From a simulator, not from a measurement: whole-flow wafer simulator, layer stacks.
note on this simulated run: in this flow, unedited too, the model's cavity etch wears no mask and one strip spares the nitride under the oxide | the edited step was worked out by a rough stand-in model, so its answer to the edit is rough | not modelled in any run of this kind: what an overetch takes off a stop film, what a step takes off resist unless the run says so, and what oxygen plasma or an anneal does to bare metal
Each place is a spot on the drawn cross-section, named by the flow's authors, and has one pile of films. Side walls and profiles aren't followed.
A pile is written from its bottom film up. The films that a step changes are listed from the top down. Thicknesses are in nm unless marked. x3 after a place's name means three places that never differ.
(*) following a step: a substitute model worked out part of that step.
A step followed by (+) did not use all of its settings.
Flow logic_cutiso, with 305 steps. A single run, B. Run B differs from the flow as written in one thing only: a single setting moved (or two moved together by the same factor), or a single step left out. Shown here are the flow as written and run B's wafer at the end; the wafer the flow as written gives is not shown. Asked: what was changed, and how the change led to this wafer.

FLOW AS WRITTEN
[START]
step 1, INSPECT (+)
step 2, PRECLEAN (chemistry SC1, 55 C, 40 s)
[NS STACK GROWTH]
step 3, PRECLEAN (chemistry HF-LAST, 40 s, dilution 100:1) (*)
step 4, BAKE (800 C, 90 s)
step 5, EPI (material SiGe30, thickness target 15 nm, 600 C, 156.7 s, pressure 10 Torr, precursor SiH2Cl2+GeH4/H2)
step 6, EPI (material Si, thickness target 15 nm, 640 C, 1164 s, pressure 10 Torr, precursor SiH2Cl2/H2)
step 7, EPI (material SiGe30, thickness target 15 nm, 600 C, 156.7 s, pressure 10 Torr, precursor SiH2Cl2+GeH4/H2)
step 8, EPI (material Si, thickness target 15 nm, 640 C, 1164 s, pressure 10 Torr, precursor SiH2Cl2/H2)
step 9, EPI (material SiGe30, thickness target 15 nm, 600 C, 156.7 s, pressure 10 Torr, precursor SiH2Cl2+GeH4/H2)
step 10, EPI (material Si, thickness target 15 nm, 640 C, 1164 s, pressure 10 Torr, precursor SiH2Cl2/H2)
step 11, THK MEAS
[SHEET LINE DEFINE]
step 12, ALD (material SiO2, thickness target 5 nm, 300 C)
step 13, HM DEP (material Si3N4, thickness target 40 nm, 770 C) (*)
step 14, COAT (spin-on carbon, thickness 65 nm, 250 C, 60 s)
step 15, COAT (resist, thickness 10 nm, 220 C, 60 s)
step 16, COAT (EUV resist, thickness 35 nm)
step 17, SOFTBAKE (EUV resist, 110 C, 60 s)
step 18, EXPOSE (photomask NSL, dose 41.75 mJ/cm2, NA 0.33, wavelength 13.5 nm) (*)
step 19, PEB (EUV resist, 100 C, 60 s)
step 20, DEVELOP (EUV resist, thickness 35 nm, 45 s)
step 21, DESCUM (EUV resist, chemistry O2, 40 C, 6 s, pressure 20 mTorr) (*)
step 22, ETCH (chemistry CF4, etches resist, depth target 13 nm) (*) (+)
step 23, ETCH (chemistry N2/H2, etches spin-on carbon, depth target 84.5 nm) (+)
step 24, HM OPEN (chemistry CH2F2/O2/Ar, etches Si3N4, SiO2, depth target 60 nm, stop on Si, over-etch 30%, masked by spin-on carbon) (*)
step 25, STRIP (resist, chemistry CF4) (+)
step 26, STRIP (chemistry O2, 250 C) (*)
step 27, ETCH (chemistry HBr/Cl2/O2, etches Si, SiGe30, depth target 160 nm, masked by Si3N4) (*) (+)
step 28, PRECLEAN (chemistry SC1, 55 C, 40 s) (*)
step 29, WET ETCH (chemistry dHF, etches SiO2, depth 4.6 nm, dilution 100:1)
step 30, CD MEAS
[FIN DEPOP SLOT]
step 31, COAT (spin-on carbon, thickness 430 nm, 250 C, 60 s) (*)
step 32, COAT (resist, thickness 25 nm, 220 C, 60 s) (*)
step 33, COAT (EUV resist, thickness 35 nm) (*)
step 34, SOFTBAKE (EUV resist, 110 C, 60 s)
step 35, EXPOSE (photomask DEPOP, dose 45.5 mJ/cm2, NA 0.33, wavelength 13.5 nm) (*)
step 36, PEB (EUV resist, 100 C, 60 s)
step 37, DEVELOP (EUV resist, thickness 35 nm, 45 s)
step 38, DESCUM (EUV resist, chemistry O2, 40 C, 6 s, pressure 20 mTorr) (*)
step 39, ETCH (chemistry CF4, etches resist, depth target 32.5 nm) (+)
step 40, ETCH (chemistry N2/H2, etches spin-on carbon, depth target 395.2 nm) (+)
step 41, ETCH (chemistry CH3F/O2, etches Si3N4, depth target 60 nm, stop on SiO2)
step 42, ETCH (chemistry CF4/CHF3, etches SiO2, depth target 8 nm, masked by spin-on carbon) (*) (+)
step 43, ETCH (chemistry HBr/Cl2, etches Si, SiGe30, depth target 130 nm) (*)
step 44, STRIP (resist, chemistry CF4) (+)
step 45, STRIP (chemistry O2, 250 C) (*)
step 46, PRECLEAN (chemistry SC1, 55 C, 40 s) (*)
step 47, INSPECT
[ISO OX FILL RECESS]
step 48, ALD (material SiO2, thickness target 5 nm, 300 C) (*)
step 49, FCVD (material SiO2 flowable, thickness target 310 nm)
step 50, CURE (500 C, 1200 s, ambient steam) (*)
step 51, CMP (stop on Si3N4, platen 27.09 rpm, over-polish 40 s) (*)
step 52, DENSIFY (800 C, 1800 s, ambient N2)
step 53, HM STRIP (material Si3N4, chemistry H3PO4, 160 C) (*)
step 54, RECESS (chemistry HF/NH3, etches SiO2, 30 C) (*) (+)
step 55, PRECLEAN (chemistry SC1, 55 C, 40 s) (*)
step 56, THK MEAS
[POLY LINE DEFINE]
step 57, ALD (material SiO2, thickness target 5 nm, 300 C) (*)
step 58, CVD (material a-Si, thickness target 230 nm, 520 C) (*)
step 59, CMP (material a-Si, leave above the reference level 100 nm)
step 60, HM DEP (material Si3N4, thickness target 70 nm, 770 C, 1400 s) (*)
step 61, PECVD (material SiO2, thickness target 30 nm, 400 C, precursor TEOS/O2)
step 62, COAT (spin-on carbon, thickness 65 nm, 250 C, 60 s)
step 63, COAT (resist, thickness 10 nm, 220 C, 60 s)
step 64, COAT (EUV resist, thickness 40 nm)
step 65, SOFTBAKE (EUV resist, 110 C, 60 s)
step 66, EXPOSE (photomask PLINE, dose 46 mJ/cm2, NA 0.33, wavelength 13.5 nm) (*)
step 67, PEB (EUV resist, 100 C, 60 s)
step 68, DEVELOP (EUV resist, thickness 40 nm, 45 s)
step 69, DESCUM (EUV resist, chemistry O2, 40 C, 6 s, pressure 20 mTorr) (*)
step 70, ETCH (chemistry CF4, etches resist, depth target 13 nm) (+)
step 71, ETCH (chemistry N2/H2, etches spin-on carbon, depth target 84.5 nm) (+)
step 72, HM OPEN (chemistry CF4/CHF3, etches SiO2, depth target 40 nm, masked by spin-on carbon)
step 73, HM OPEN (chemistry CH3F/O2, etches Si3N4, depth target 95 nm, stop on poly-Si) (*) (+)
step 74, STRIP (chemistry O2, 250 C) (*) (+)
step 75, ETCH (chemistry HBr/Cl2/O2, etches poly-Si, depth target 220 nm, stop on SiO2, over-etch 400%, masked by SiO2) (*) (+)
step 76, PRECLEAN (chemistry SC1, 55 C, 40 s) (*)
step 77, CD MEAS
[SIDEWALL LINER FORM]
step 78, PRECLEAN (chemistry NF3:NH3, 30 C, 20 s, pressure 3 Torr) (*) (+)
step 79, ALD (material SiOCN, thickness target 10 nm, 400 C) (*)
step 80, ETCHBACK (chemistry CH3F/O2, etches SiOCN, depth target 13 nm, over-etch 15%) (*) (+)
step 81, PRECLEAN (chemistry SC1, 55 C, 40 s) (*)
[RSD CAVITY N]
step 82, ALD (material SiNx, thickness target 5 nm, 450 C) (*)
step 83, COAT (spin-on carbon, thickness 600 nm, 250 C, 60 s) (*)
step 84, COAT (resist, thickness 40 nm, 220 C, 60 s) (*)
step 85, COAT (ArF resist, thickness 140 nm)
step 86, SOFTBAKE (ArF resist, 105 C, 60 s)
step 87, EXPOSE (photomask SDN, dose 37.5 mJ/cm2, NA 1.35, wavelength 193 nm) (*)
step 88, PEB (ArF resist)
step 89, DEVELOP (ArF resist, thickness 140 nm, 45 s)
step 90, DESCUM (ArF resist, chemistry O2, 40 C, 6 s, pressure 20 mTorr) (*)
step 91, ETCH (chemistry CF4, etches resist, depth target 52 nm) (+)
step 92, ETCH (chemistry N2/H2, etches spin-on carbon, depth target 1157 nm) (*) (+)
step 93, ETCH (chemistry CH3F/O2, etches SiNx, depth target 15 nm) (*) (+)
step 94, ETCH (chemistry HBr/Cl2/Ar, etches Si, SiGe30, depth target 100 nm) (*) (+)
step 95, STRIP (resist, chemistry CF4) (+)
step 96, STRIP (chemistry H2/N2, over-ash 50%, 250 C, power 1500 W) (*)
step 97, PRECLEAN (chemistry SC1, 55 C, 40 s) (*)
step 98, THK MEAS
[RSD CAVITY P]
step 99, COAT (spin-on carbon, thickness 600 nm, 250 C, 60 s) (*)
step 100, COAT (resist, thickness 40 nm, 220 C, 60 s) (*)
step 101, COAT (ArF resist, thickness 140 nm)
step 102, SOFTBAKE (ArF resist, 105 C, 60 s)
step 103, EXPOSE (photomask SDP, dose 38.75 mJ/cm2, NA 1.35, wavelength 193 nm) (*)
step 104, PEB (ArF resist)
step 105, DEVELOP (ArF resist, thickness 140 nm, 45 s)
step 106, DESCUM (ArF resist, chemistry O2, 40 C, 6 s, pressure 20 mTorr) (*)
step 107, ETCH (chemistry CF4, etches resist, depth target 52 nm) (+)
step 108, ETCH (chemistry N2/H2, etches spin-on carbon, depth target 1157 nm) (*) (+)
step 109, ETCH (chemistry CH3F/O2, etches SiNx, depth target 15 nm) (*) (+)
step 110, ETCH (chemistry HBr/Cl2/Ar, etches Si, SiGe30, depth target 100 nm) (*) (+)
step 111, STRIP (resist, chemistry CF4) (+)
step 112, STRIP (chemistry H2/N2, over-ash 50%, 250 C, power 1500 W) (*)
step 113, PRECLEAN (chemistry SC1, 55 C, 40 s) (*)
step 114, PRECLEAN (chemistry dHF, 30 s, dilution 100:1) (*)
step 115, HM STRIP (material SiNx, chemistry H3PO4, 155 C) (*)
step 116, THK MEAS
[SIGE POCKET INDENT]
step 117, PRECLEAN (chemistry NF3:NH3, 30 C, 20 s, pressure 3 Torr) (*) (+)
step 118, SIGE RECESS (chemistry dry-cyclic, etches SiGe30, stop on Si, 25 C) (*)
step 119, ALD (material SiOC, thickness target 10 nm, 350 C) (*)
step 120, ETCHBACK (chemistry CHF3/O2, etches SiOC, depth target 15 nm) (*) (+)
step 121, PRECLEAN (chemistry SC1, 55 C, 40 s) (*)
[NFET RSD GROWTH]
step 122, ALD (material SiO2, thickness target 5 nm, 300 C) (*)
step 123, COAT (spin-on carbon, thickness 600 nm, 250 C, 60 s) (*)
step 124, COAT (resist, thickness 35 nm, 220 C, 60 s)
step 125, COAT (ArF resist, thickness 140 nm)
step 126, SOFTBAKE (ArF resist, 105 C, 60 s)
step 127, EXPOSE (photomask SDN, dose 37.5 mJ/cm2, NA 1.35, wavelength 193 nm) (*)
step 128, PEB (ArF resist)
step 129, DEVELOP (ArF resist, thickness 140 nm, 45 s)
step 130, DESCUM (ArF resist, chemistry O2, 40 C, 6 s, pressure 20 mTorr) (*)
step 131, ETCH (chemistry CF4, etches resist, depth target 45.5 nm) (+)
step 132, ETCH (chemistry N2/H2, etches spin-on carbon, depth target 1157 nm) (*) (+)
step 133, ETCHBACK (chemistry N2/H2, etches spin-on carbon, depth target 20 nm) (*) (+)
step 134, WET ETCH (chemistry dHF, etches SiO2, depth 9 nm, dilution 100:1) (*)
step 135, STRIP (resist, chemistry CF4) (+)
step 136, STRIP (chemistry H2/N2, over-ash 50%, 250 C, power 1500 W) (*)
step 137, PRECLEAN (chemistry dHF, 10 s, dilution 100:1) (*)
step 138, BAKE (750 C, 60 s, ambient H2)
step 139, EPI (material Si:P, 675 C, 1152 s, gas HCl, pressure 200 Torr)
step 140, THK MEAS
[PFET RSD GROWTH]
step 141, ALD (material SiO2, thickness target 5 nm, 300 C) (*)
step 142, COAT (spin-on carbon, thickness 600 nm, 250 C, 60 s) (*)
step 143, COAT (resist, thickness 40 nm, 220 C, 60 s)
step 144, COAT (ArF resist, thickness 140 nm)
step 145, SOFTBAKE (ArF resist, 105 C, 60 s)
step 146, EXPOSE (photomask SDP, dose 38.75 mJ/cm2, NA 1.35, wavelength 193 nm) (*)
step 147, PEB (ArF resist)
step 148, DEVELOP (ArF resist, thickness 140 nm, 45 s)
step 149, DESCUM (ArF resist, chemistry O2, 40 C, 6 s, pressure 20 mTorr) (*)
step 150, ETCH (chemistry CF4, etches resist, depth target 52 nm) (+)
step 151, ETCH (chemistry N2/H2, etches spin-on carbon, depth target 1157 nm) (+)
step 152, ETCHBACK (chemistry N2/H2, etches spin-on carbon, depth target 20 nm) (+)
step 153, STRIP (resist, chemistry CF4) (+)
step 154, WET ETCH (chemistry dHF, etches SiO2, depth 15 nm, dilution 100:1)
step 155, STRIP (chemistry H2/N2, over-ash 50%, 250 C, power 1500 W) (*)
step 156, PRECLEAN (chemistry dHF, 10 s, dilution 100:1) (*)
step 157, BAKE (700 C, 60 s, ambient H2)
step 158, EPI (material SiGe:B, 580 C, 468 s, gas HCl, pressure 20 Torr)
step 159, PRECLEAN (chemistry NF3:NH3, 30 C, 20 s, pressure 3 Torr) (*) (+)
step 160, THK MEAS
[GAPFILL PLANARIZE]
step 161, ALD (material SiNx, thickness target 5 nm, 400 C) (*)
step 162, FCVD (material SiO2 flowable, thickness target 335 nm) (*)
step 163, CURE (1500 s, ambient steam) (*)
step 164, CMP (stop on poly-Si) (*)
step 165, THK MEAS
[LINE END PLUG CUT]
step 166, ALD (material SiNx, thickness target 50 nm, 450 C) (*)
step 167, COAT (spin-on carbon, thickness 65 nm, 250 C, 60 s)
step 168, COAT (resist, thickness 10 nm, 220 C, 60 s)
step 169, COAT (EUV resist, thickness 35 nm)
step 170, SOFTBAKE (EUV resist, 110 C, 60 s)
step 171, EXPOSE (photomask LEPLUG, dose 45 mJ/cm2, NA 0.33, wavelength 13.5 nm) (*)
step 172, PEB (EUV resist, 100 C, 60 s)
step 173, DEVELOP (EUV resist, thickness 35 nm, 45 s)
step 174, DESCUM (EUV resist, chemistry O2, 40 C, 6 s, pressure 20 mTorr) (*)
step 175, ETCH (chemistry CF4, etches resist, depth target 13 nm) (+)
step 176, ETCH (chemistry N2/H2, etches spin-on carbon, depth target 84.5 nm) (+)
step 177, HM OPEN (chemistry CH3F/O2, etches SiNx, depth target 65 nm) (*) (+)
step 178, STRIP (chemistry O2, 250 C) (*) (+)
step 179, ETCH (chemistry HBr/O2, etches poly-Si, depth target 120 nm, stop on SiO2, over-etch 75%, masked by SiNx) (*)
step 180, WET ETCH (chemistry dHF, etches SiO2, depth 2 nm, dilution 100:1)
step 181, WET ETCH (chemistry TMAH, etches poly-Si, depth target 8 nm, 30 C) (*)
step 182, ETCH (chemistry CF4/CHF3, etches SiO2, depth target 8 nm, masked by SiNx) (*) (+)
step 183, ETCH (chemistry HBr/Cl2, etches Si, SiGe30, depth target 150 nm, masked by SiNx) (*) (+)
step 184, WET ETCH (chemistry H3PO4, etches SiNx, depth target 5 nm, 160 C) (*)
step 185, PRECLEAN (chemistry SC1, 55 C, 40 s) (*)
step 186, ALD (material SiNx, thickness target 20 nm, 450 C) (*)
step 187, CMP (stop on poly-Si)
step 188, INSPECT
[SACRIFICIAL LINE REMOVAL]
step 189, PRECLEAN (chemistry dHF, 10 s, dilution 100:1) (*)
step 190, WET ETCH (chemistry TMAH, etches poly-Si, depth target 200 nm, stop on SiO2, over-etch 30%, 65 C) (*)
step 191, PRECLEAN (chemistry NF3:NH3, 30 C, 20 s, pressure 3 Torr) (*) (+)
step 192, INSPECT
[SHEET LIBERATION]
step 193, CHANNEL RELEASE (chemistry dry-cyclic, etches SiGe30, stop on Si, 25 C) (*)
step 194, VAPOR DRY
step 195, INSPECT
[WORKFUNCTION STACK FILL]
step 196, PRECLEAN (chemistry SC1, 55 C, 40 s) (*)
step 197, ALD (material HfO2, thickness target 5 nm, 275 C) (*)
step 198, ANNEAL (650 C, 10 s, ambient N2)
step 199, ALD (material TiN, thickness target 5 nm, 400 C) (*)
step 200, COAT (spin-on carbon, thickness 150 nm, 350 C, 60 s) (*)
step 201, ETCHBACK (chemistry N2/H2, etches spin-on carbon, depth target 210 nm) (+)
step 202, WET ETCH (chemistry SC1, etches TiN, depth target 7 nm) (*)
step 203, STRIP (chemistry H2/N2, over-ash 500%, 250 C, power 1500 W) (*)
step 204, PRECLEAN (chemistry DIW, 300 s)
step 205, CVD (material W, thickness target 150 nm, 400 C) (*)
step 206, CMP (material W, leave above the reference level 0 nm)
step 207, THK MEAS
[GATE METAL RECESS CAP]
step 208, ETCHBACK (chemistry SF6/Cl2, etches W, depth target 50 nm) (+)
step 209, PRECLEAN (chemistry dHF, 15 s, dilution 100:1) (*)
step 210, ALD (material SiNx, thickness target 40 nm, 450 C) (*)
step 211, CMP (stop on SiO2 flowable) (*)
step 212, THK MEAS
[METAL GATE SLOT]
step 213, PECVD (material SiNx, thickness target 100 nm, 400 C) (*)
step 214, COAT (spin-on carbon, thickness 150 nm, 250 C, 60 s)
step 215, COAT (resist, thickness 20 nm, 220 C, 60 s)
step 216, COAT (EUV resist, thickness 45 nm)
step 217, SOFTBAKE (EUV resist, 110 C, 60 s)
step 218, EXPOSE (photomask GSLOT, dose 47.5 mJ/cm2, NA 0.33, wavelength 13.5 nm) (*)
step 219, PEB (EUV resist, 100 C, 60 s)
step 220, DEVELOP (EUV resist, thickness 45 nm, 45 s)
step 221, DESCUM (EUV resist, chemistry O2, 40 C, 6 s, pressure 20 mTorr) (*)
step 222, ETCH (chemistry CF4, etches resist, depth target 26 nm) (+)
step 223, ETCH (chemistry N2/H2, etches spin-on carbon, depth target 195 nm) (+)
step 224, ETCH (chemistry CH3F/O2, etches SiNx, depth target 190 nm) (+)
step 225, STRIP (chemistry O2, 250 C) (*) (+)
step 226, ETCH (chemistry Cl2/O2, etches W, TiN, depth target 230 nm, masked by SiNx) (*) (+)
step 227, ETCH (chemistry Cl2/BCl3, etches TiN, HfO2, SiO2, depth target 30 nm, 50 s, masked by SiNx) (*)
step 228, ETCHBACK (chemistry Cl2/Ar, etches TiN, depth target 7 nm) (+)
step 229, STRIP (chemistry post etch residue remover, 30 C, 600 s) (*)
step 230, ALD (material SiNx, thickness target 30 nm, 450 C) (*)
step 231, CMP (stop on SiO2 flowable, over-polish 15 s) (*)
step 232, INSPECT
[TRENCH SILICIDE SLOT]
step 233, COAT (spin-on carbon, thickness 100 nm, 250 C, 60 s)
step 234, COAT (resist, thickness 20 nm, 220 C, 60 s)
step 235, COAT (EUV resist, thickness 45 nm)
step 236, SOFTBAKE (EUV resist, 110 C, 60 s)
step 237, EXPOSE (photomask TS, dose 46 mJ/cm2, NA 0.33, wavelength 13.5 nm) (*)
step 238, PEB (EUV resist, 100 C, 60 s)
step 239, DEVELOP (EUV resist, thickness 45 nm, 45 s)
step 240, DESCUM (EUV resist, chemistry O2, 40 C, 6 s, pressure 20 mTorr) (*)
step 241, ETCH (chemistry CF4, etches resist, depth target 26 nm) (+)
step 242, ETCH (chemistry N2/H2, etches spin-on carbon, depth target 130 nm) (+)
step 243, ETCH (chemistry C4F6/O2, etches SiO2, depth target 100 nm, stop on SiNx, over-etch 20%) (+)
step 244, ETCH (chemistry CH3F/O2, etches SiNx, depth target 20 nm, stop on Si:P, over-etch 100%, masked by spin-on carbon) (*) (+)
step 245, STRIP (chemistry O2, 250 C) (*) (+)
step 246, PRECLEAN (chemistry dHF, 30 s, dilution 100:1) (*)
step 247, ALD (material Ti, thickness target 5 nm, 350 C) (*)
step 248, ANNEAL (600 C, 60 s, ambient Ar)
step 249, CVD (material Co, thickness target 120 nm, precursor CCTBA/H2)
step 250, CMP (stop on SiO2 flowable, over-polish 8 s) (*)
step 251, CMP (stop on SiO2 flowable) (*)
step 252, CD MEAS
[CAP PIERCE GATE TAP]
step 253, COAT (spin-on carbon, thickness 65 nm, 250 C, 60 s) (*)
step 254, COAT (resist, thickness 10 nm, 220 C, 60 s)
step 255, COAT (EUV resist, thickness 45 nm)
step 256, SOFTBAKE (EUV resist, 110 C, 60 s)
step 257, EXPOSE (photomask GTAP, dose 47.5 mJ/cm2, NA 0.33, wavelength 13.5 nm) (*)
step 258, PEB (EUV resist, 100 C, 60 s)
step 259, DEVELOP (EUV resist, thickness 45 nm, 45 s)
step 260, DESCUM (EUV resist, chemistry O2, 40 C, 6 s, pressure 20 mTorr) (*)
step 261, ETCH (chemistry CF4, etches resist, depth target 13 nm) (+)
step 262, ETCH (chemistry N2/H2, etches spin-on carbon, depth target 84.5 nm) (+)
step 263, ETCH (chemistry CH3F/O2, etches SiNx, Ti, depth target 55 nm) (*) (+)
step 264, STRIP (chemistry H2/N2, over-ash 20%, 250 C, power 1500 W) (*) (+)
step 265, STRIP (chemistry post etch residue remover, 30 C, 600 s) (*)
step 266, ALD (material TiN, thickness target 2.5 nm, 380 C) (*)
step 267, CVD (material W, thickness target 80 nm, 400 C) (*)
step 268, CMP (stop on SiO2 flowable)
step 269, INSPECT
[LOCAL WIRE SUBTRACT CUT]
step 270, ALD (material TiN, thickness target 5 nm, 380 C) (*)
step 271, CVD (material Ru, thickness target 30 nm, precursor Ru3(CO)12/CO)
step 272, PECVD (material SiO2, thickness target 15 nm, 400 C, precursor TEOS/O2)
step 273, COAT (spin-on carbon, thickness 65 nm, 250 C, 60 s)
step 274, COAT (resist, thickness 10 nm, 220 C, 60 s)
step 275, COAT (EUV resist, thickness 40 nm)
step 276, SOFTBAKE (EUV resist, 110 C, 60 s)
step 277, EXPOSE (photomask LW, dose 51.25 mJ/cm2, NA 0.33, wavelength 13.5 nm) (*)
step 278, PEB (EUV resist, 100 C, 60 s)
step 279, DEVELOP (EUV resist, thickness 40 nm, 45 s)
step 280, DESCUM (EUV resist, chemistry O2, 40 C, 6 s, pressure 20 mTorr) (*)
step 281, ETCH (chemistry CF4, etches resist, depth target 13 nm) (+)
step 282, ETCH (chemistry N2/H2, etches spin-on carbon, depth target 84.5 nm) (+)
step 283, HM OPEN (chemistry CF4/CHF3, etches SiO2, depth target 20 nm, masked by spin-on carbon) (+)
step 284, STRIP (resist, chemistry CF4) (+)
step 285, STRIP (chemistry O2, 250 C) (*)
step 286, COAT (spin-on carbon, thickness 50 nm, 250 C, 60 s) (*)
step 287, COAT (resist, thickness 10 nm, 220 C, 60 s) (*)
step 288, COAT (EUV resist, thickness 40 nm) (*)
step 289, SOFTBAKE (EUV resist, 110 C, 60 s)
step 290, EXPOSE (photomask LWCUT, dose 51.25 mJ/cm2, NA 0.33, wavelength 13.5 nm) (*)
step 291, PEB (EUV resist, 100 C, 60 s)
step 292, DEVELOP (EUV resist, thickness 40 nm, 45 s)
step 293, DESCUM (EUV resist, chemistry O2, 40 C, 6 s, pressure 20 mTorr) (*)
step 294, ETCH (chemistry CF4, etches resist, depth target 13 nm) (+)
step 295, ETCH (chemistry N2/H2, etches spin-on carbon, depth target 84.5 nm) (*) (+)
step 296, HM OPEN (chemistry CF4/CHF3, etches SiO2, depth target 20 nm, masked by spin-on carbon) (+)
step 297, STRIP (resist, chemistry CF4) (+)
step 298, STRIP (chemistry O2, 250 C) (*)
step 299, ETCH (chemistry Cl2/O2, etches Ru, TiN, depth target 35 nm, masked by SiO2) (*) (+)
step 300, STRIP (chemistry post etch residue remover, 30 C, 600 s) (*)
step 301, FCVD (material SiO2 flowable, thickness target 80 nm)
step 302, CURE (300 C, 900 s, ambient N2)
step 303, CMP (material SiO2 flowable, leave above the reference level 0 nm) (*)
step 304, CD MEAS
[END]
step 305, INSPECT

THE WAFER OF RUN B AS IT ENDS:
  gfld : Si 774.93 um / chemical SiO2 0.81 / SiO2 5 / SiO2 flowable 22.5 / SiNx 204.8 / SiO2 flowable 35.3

Cause: step 226, ETCH: depth target 103.5 nm was run, while the flow as written has depth target 230 nm.

The path from the change to this, step by step:
  step 226, ETCH (chemistry Cl2/O2, etches W, TiN, depth target 230 nm, masked by SiNx) (*) (+)
      gfld: -103.5 W (as written it would have been: -115.4 W (all of it), -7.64 TiN (all of it), -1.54 HfO2)
      depop, dpovl, gl and 18 more: -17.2 SiNx (as written it would have been: -30.8 SiNx)
  step 227, ETCH (chemistry Cl2/BCl3, etches TiN, HfO2, SiO2, depth target 30 nm, 50 s, masked by SiNx) (*)
      gfld: -11.9 W (all of it), -7.64 TiN (all of it), -5 HfO2 (all of it), -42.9 SiO2 flowable (as written it would have been: -3.46 HfO2 (all of it), -26.5 SiO2 flowable)
  step 230, ALD (material SiNx, thickness target 30 nm, 450 C) (*)
      gfld: +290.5 SiNx (new film) (as written it would have been: +260.6 SiNx (new film))
  step 231, CMP (stop on SiO2 flowable, over-polish 15 s) (*)
      depop, dpovl, gl and 9 more: -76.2 SiNx (as written it would have been: -62.7 SiNx)
      lnr, lnri, lnrp, lnrt: -74.5 SiNx (all of it), -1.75 SiOCN (as written it would have been: -61 SiNx (all of it), -1.75 SiOCN)
      (also at 6 further places)
